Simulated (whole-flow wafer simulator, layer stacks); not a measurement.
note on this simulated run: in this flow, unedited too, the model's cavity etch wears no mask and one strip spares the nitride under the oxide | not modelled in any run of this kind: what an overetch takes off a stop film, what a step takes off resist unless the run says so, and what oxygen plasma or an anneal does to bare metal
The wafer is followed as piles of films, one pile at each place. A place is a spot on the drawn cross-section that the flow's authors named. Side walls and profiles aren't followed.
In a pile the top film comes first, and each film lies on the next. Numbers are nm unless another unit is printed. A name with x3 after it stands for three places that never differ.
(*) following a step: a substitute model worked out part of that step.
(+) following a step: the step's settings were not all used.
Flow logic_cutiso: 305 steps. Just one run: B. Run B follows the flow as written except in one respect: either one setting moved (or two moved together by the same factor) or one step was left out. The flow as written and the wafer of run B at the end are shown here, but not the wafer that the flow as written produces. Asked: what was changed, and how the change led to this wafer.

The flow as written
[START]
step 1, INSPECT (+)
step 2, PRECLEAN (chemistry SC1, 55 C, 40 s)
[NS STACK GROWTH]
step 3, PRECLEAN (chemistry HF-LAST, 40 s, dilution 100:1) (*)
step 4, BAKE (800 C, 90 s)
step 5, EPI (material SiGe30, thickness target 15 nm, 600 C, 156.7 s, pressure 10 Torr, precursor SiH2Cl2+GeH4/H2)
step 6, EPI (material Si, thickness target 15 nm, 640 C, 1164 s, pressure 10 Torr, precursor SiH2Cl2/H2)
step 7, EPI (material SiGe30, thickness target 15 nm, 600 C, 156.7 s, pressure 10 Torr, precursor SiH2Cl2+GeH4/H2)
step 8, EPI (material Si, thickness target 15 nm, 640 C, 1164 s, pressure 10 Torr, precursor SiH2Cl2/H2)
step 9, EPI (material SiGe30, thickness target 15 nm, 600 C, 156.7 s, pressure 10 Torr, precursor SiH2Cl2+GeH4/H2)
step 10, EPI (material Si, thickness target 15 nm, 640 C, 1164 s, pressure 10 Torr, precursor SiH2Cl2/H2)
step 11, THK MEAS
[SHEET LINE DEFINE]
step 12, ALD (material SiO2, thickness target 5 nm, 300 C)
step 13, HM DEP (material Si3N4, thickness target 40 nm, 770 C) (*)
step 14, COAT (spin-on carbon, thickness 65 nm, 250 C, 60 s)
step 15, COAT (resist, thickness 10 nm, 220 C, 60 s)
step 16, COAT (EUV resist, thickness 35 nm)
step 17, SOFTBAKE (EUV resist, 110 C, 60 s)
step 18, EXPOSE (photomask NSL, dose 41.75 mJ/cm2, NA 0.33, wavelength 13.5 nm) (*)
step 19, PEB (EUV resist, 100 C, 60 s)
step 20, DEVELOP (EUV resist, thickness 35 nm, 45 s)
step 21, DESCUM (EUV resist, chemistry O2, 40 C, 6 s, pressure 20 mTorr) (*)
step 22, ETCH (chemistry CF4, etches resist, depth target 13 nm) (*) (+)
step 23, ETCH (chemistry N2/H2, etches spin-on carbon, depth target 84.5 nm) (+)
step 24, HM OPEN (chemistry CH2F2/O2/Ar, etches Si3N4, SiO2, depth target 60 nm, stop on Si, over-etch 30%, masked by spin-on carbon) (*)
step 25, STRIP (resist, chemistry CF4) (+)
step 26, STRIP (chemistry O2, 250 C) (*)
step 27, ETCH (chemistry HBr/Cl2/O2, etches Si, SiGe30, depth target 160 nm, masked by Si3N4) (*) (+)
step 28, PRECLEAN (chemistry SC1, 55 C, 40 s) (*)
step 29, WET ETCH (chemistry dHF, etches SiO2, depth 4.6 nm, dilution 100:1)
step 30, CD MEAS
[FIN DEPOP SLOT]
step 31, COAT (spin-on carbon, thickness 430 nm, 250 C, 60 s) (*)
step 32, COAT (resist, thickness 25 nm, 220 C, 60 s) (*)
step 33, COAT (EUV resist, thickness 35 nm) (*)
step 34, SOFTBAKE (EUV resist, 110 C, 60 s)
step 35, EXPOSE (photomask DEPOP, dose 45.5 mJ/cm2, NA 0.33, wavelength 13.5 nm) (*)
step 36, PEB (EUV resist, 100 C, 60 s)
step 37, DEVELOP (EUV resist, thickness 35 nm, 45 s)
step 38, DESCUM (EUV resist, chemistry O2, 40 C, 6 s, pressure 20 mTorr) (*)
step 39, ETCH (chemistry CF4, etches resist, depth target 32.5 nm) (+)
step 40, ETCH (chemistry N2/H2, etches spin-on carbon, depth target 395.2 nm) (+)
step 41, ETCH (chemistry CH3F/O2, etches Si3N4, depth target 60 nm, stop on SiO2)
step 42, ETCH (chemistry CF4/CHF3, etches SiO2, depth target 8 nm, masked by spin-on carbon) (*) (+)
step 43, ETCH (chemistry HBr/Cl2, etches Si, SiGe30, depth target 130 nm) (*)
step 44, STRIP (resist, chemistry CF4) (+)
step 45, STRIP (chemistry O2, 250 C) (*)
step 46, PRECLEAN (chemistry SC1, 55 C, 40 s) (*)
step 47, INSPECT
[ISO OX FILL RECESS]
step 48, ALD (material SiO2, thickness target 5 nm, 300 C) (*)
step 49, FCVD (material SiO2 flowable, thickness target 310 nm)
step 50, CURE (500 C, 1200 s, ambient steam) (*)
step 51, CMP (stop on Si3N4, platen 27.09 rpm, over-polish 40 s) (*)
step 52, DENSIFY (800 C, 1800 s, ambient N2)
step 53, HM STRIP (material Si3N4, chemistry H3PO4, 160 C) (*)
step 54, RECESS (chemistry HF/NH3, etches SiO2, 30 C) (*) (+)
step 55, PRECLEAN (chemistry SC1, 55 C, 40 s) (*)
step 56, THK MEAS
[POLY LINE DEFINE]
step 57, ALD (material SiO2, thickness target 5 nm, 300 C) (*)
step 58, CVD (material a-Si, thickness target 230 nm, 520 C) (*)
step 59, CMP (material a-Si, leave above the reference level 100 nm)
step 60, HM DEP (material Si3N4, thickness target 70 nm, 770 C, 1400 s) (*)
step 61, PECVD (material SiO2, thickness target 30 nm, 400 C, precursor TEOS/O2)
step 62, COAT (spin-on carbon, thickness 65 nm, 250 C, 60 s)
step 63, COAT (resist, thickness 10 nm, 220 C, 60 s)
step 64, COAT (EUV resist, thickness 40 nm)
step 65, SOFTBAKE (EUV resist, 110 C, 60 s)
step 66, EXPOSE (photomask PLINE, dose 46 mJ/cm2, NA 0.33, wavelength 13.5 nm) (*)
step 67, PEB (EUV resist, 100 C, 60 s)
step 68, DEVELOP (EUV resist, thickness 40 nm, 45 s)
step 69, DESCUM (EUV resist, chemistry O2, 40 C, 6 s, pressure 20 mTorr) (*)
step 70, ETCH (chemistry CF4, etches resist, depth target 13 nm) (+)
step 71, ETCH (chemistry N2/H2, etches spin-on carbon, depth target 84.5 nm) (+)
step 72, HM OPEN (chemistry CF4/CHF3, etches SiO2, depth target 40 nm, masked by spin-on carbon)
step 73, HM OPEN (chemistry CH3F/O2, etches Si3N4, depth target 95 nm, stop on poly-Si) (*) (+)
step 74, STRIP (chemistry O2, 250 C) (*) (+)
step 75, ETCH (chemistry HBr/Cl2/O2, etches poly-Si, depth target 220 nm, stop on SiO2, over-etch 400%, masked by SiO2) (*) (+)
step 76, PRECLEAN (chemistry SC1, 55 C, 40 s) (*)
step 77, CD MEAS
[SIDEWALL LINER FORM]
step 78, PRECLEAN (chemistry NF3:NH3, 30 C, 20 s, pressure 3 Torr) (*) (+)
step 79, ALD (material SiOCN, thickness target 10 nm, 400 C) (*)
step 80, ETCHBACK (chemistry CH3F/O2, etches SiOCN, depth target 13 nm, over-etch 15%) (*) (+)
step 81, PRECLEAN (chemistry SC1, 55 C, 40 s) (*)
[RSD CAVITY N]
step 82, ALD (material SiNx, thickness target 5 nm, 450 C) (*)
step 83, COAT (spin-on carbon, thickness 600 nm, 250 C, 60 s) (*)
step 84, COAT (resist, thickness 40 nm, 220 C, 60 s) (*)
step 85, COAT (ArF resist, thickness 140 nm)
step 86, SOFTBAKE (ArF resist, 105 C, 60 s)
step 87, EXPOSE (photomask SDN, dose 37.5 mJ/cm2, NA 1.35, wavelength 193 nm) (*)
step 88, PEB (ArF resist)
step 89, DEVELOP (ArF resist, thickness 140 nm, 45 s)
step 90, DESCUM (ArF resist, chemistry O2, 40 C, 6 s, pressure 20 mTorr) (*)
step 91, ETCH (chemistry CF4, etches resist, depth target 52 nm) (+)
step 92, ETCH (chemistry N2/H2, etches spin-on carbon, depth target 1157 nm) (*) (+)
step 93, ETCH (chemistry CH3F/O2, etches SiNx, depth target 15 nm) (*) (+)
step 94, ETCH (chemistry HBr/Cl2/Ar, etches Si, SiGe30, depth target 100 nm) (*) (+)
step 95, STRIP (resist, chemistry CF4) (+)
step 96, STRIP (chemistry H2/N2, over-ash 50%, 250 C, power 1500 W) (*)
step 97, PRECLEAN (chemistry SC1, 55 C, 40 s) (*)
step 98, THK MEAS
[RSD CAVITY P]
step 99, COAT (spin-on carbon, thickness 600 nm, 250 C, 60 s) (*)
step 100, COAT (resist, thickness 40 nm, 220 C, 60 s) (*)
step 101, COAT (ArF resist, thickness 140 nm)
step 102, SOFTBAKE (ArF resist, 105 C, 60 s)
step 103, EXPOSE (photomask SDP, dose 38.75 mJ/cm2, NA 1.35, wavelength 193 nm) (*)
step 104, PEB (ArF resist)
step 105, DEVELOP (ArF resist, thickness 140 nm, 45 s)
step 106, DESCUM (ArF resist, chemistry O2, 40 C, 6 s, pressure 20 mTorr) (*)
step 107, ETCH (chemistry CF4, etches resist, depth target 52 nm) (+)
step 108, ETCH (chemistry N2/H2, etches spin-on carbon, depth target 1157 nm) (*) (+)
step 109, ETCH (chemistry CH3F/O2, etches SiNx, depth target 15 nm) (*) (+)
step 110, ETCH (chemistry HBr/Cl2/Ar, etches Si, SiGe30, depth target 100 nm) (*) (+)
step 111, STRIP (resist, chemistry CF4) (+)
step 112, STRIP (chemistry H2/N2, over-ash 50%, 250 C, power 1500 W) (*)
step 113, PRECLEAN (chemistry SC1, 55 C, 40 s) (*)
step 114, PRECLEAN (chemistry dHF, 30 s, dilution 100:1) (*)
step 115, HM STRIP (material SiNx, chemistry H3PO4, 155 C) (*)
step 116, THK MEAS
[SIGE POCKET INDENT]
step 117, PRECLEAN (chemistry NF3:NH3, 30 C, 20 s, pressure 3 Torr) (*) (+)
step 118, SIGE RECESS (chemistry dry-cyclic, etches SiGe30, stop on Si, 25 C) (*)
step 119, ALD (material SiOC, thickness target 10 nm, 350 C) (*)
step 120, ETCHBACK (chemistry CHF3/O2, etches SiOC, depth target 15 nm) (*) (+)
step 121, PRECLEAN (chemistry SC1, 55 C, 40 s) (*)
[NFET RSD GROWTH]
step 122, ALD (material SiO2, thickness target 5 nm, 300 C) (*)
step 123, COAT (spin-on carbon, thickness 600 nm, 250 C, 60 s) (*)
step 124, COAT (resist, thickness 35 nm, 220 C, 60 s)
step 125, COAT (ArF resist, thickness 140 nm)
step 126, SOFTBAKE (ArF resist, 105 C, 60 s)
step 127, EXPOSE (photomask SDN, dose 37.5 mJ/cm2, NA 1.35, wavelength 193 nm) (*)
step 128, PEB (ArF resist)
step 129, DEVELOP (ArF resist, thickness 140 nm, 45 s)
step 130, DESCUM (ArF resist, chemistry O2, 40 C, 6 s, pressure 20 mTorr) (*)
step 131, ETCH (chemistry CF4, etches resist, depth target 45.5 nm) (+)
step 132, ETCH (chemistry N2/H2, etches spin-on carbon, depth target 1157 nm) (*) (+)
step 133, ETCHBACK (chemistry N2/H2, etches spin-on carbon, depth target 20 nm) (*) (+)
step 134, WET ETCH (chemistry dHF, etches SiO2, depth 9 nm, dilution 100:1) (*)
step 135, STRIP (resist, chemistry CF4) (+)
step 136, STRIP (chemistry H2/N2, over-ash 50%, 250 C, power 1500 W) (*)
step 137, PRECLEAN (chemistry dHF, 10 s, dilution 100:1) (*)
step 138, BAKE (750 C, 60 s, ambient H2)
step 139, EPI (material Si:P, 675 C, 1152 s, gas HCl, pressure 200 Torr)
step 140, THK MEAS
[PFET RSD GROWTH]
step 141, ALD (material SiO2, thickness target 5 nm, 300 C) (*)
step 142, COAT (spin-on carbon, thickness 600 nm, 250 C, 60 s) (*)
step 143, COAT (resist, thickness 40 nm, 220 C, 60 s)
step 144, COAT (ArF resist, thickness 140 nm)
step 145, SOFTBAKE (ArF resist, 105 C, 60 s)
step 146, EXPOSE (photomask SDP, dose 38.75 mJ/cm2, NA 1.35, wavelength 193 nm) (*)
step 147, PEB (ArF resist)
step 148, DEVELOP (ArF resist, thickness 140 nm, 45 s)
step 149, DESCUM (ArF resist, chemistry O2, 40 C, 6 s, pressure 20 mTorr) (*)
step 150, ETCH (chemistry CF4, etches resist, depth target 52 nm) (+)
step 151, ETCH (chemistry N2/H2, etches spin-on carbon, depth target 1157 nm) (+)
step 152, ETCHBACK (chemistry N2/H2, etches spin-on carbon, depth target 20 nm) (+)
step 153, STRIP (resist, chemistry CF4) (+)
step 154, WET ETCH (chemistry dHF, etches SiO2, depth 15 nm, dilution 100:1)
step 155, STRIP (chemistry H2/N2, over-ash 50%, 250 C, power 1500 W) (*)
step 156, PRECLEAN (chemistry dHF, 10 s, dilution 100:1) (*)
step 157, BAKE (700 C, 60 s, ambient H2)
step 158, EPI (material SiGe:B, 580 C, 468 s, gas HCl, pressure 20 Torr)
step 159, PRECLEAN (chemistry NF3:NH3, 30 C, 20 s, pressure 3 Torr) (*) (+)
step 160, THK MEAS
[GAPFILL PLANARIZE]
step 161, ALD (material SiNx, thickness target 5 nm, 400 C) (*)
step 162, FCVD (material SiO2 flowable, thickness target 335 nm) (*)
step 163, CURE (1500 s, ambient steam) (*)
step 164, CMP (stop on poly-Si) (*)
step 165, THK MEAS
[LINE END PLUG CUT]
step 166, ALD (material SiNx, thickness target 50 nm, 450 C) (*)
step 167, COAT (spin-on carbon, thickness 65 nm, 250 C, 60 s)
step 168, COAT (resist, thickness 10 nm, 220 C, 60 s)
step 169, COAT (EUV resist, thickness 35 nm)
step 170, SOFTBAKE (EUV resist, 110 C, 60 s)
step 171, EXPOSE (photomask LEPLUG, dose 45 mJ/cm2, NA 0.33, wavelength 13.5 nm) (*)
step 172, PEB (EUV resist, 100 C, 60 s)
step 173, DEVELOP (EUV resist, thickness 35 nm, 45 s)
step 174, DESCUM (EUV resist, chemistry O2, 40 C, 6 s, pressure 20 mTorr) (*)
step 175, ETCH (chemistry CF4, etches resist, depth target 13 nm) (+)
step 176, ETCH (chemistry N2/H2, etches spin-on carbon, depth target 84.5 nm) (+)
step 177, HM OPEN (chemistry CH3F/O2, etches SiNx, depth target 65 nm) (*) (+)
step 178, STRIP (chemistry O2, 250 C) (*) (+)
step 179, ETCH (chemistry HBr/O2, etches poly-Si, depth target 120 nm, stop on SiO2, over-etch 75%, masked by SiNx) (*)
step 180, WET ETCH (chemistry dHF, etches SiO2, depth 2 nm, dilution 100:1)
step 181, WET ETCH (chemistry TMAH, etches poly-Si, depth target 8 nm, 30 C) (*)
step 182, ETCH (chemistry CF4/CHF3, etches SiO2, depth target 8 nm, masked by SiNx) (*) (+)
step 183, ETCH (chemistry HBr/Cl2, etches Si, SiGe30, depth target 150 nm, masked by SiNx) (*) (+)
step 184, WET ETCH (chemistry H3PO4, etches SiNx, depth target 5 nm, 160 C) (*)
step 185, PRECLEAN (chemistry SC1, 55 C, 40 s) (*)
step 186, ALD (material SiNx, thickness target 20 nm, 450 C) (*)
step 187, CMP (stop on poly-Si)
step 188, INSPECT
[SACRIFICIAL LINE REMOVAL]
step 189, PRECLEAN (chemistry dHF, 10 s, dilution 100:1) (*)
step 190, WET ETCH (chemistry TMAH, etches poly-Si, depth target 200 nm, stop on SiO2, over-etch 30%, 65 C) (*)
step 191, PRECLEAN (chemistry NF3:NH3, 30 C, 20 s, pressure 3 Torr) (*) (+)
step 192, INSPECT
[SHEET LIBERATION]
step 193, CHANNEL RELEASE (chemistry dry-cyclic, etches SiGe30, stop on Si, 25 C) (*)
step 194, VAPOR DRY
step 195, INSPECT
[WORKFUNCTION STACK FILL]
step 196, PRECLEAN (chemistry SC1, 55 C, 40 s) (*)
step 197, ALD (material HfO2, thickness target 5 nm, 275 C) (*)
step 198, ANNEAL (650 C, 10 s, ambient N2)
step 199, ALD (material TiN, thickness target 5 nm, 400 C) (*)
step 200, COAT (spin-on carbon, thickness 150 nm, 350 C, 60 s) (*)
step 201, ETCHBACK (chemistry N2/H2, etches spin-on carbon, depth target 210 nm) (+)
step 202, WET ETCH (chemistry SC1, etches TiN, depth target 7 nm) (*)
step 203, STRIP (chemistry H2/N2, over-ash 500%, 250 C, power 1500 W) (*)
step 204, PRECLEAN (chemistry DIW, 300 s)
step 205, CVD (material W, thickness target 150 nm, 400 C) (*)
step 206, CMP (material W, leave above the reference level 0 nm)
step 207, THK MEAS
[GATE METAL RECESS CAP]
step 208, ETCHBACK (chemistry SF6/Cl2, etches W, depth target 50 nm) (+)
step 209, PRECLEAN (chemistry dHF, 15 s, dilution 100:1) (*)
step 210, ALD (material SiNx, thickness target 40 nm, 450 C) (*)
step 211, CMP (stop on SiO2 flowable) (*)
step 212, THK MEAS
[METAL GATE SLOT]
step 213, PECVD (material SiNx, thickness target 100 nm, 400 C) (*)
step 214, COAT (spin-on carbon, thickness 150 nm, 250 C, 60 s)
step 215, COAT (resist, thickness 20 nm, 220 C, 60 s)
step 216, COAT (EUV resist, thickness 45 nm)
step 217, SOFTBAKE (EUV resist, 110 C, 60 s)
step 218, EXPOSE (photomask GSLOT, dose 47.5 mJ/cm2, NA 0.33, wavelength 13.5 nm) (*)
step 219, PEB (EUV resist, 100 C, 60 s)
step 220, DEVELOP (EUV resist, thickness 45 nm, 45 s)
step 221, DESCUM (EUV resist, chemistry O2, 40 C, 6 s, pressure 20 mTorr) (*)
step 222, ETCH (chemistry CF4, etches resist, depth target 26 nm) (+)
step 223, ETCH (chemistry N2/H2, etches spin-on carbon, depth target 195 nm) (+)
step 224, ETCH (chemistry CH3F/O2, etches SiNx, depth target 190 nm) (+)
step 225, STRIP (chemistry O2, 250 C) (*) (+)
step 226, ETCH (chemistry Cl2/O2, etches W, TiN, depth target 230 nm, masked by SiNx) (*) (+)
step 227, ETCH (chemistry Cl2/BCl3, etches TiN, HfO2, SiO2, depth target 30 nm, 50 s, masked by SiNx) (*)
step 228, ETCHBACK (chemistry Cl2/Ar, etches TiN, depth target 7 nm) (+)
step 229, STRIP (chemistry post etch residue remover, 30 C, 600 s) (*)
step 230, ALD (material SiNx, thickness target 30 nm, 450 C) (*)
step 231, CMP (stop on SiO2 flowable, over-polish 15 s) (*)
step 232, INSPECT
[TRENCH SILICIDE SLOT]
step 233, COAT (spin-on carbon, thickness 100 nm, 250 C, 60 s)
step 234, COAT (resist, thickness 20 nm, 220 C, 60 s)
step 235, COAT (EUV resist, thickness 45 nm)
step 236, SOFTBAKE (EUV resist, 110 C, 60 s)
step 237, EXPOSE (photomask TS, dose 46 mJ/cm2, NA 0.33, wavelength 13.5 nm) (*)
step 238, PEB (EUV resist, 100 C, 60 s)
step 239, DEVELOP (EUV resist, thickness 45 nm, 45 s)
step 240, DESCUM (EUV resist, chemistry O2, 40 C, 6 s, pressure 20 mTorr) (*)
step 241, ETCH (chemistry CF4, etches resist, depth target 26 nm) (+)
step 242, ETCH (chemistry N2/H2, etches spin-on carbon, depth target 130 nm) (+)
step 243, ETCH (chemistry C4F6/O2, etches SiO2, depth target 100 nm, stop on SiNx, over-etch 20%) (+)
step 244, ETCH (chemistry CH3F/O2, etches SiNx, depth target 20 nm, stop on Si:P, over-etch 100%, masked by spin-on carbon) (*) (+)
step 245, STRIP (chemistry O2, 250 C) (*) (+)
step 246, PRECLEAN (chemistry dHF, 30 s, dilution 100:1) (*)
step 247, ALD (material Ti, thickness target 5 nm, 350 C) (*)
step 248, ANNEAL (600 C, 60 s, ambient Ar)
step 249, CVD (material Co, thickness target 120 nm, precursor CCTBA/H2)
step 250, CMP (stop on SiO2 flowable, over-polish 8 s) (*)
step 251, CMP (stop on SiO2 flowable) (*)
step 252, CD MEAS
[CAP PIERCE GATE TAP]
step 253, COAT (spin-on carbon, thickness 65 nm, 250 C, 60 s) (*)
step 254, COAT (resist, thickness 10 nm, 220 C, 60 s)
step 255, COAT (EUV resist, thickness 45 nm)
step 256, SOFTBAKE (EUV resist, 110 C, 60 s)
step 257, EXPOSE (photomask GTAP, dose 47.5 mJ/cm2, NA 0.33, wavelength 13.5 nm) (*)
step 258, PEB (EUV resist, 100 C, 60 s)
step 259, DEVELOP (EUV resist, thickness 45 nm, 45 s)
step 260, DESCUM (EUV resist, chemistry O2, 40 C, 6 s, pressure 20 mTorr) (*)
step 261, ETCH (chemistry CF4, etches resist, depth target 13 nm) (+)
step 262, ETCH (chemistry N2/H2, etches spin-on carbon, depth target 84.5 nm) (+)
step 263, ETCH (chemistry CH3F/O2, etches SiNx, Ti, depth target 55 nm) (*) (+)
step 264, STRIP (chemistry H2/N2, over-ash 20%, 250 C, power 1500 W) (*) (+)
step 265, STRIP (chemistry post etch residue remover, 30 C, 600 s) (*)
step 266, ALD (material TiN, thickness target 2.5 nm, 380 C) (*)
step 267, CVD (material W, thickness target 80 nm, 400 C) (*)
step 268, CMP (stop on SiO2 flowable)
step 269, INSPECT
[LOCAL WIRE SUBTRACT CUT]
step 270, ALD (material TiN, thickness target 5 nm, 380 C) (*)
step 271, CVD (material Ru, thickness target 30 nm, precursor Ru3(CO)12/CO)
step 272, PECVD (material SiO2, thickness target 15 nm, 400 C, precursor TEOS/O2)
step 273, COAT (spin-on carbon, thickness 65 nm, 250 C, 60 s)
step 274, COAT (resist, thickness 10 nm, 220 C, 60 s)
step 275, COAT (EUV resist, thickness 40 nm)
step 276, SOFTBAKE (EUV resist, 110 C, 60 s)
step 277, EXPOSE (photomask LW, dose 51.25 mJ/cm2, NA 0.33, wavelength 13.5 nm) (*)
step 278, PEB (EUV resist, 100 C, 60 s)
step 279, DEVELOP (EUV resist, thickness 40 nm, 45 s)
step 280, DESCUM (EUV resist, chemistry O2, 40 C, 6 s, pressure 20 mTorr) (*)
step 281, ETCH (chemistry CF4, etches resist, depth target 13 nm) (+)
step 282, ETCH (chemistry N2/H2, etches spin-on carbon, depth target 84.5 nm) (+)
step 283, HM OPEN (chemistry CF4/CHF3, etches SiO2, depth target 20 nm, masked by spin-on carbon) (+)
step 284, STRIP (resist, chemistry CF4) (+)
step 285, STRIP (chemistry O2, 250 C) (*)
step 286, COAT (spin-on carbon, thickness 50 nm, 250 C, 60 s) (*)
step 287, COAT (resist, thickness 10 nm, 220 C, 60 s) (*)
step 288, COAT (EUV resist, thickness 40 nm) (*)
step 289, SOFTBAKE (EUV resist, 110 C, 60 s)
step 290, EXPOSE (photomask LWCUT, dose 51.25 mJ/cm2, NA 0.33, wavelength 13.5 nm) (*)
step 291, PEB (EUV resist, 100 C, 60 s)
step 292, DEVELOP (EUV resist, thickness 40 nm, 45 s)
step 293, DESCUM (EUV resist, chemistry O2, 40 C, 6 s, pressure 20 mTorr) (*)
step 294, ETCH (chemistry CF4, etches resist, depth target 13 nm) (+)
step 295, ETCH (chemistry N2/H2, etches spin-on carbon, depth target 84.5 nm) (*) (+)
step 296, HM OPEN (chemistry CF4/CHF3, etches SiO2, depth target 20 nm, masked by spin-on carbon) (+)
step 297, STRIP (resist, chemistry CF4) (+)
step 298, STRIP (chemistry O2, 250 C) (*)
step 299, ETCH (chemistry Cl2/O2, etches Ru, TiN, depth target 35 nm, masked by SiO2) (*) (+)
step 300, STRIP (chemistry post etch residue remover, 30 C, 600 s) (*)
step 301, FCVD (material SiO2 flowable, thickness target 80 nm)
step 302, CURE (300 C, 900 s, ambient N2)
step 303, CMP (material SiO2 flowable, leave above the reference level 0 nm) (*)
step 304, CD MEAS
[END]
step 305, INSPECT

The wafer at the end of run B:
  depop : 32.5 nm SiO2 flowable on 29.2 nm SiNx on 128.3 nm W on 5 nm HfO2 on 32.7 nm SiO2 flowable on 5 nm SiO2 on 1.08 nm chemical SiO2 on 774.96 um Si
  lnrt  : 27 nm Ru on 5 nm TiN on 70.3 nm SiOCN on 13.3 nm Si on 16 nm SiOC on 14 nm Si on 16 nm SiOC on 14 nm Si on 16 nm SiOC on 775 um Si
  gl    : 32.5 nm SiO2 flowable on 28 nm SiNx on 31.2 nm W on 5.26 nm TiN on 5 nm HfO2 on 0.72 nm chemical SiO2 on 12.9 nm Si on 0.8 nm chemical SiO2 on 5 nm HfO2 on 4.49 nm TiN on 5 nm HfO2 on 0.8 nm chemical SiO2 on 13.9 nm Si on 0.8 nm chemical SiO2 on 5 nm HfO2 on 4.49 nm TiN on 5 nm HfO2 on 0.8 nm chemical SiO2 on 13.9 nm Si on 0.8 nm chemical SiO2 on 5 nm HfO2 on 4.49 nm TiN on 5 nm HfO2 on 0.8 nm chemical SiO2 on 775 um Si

Cause: step 271, CVD: thickness target 27 nm was run, while the flow as written has thickness target 30 nm.
One can read it off the wafer: lnrt has Ru 27, and step 271 as written asks for 30 nm.

The path from the change to this, step by step:
  step 271, CVD (material Ru, thickness target 30 nm, precursor Ru3(CO)12/CO)
      depop, dpovl, gfld and 19 more: Ru gains 27 (new film) (it would be, as written: Ru gains 30 (new film))
  step 299, ETCH (chemistry Cl2/O2, etches Ru, TiN, depth target 35 nm, masked by SiO2) (*) (+)
      depop, dpovl, gfld and 9 more: Ru loses 26.6 (all of it), TiN loses 5 (all of it), SiNx loses 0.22 (it would be, as written: Ru loses 29.6 (all of it), TiN loses 5 (all of it))
      iso, rsdx: Ru loses 26.6 (all of it), TiN loses 5 (all of it), SiO2 flowable loses 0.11 (it would be, as written: Ru loses 29.6 (all of it), TiN loses 5 (all of it))
      (and at 4 other places as well)
  step 301, FCVD (material SiO2 flowable, thickness target 80 nm)
      lnrt, rsdn, rsdp, tap: SiO2 flowable gains 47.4 (new film) (it would be, as written: SiO2 flowable gains 45.3 (new film))
  step 303, CMP (material SiO2 flowable, leave above the reference level 0 nm) (*)
      gfld, gl, glp and 10 more: SiO2 flowable loses 61.2 (it would be, as written: SiO2 flowable loses 59.2)
      depop, dpovl, isow, ns, nsgap: SiO2 flowable loses 47.5 (it would be, as written: SiO2 flowable loses 44.7)
      (and at 4 other places as well)
